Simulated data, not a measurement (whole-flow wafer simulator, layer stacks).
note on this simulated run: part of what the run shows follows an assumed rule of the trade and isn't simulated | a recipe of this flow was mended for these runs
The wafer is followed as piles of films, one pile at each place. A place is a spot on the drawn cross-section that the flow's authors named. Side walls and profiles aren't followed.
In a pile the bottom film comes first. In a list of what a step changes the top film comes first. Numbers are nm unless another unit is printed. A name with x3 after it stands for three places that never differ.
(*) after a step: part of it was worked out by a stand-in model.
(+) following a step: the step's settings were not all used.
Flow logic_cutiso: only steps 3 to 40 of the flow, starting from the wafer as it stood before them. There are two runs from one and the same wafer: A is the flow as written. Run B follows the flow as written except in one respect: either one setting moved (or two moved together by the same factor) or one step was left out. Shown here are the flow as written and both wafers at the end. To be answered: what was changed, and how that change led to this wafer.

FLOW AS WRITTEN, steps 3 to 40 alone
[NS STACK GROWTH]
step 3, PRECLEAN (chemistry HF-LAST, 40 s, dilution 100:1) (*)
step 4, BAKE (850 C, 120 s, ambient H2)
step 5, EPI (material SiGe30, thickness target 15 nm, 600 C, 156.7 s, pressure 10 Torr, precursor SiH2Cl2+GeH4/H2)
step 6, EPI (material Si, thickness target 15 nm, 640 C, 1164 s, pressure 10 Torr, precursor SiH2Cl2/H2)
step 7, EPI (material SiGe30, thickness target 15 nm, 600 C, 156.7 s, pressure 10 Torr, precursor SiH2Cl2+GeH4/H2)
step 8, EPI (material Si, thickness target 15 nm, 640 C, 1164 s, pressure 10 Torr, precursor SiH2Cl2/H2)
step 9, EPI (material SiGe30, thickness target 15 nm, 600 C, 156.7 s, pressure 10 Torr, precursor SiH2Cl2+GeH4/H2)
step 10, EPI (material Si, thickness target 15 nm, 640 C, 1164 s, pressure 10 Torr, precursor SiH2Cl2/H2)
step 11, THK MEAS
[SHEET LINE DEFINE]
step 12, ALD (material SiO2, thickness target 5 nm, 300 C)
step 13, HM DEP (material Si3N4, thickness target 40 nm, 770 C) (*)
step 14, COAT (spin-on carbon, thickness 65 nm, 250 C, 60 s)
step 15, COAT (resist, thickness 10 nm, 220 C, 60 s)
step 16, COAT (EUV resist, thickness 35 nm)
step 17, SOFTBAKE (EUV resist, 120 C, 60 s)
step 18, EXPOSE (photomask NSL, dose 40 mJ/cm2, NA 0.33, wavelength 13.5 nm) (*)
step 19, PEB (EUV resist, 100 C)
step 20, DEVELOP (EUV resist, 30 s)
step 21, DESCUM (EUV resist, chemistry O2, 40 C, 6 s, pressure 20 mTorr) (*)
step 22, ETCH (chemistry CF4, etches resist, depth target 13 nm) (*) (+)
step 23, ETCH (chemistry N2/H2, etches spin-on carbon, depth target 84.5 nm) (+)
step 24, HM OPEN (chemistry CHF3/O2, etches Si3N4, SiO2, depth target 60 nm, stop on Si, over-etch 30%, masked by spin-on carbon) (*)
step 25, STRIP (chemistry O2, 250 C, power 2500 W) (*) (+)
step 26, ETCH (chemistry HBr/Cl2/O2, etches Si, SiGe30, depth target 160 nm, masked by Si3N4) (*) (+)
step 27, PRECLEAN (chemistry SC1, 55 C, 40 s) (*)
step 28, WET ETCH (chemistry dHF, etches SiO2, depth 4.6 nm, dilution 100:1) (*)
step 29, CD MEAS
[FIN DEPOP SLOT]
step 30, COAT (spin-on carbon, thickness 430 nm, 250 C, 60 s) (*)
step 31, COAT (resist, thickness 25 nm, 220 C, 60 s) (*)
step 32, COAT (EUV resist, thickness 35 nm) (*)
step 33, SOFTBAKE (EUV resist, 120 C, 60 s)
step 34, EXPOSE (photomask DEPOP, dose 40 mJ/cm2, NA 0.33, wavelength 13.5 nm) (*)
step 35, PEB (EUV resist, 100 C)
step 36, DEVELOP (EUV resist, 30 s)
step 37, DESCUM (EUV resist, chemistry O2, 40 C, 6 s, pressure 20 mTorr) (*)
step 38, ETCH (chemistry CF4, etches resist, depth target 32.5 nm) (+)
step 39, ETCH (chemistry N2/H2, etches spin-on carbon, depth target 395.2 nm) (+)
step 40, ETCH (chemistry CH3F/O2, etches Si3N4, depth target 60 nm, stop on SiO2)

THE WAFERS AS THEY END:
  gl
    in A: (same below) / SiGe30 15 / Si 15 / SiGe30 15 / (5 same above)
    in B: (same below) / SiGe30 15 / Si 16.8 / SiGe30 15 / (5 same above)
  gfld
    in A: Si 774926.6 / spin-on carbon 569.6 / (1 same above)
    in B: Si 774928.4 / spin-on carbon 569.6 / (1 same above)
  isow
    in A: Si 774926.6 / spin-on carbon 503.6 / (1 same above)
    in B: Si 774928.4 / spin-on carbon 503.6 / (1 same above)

Cause: step 8, EPI: thickness target 16.8 nm was run, while the flow as written has thickness target 15 nm; step 8, EPI: 1304 s was run, where the flow has 1164 s.
The wafer itself shows it: gl has Si 16.8, and step 8 as written asks for 15 nm.

Step by step, how the change led to this:
  step 8, EPI (material Si, thickness target 15 nm, 640 C, 1164 s, pressure 10 Torr, precursor SiH2Cl2/H2)
      depop, dpovl, gfld and 19 more: A Si gains 15 (new film) | B Si gains 16.8 (new film)
  step 26, ETCH (chemistry HBr/Cl2/O2, etches Si, SiGe30, depth target 160 nm, masked by Si3N4) (*) (+)
      dpovl, gfld, gxf, iso, isow, lnri, nsgap: A chemical SiO2 loses 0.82 (all of it), Si loses 12 (all of it), SiGe30 loses 15 (all of it), Si loses 15 (all of it), SiGe30 loses 15 (all of it), Si loses 15 (all of it), SiGe30 loses 15 (all of it), Si loses 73 | B chemical SiO2 loses 0.82 (all of it), Si loses 12 (all of it), SiGe30 loses 15 (all of it), Si loses 16.8 (all of it), SiGe30 loses 15 (all of it), Si loses 15 (all of it), SiGe30 loses 15 (all of it), Si loses 71.2
